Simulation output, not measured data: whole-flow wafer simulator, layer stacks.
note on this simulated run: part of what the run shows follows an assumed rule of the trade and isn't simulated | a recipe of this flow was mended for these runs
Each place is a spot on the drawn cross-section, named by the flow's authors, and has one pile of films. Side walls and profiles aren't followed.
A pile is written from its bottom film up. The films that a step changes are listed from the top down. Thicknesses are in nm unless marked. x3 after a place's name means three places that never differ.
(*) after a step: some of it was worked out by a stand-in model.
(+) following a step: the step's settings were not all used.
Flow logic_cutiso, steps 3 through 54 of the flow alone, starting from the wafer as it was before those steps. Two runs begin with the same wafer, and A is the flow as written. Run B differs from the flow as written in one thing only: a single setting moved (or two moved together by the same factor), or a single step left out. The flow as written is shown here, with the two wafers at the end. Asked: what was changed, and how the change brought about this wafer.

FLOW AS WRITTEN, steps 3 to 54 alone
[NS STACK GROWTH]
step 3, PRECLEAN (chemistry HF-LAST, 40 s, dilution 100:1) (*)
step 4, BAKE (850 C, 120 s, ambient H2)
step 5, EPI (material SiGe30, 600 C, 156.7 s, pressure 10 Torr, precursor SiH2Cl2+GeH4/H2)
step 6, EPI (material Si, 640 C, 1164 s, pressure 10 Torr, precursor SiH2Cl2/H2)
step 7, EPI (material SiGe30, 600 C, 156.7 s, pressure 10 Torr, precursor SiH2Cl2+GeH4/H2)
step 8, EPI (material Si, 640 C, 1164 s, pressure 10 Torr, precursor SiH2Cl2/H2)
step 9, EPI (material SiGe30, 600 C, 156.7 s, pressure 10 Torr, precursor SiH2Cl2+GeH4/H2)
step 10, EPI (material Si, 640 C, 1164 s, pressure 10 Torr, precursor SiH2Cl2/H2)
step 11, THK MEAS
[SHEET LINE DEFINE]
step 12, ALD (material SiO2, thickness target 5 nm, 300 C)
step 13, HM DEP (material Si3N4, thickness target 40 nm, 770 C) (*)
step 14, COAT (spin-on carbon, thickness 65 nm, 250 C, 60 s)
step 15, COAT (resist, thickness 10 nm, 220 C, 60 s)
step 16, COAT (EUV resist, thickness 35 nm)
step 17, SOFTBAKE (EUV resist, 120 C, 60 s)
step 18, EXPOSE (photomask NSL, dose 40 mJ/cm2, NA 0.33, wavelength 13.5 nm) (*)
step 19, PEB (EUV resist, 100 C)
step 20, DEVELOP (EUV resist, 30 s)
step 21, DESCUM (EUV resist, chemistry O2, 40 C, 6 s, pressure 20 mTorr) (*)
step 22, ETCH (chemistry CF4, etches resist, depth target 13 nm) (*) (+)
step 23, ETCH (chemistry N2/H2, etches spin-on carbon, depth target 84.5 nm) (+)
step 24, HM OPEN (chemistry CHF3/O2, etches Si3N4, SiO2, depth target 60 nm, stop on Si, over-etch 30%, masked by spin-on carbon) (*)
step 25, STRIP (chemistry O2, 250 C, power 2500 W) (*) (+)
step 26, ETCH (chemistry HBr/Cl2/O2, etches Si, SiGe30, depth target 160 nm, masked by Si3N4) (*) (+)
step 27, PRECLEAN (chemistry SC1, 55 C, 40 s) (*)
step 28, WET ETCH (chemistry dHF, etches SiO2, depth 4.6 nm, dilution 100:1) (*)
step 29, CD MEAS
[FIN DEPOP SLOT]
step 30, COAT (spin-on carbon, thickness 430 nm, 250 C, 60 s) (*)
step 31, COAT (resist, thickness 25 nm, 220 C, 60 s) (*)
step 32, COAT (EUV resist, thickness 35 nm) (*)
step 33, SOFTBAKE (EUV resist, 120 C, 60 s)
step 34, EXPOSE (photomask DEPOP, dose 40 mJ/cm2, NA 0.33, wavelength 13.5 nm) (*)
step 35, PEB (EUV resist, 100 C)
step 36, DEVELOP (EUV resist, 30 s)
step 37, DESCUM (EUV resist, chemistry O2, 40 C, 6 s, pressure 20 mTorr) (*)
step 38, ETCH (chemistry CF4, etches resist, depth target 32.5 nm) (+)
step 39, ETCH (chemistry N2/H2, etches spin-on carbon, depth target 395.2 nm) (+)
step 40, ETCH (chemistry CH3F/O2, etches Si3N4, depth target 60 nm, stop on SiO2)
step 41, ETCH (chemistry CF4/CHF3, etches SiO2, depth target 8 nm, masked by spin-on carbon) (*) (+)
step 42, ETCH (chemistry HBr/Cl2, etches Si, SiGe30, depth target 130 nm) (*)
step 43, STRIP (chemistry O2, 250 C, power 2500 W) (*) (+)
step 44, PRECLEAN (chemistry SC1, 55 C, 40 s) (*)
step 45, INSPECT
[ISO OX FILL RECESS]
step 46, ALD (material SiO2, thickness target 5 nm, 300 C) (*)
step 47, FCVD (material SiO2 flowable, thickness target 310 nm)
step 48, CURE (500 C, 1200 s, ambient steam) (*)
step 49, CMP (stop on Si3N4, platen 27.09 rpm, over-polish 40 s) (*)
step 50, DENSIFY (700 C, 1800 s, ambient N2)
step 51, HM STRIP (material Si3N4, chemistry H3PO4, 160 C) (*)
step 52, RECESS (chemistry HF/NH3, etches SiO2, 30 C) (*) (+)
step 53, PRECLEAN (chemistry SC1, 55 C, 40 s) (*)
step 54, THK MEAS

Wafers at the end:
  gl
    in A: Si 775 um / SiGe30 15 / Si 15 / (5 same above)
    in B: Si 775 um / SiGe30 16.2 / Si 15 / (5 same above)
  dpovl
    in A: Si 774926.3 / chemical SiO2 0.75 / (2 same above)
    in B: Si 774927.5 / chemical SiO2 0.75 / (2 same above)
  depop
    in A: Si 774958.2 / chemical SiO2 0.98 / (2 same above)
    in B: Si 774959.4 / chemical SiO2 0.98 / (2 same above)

The reason: step 5, EPI: 169.2 s was run, while the flow as written has 156.7 s.

The path from the change to this, step by step:
  step 5, EPI (material SiGe30, 600 C, 156.7 s, pressure 10 Torr, precursor SiH2Cl2+GeH4/H2)
      depop, dpovl, gfld and 19 more: A SiGe30 gains 15 (new film) | B SiGe30 gains 16.2 (new film)
  step 26, ETCH (chemistry HBr/Cl2/O2, etches Si, SiGe30, depth target 160 nm, masked by Si3N4) (*) (+)
      dpovl, gfld, gxf, iso, isow, lnri, nsgap: A chemical SiO2 loses 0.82 (all of it), Si loses 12 (all of it), SiGe30 loses 15 (all of it), Si loses 15 (all of it), SiGe30 loses 15 (all of it), Si loses 15 (all of it), SiGe30 loses 15 (all of it), Si loses 73 | B chemical SiO2 loses 0.82 (all of it), Si loses 12 (all of it), SiGe30 loses 15 (all of it), Si loses 15 (all of it), SiGe30 loses 15 (all of it), Si loses 15 (all of it), SiGe30 loses 16.2 (all of it), Si loses 71.8
  step 42, ETCH (chemistry HBr/Cl2, etches Si, SiGe30, depth target 130 nm) (*)
      depop: A Si loses 13.8 (all of it), SiGe30 loses 15 (all of it), Si loses 15 (all of it), SiGe30 loses 15 (all of it), Si loses 15 (all of it), SiGe30 loses 15 (all of it), Si loses 41.2 | B Si loses 13.8 (all of it), SiGe30 loses 15 (all of it), Si loses 15 (all of it), SiGe30 loses 15 (all of it), Si loses 15 (all of it), SiGe30 loses 16.2 (all of it), Si loses 40
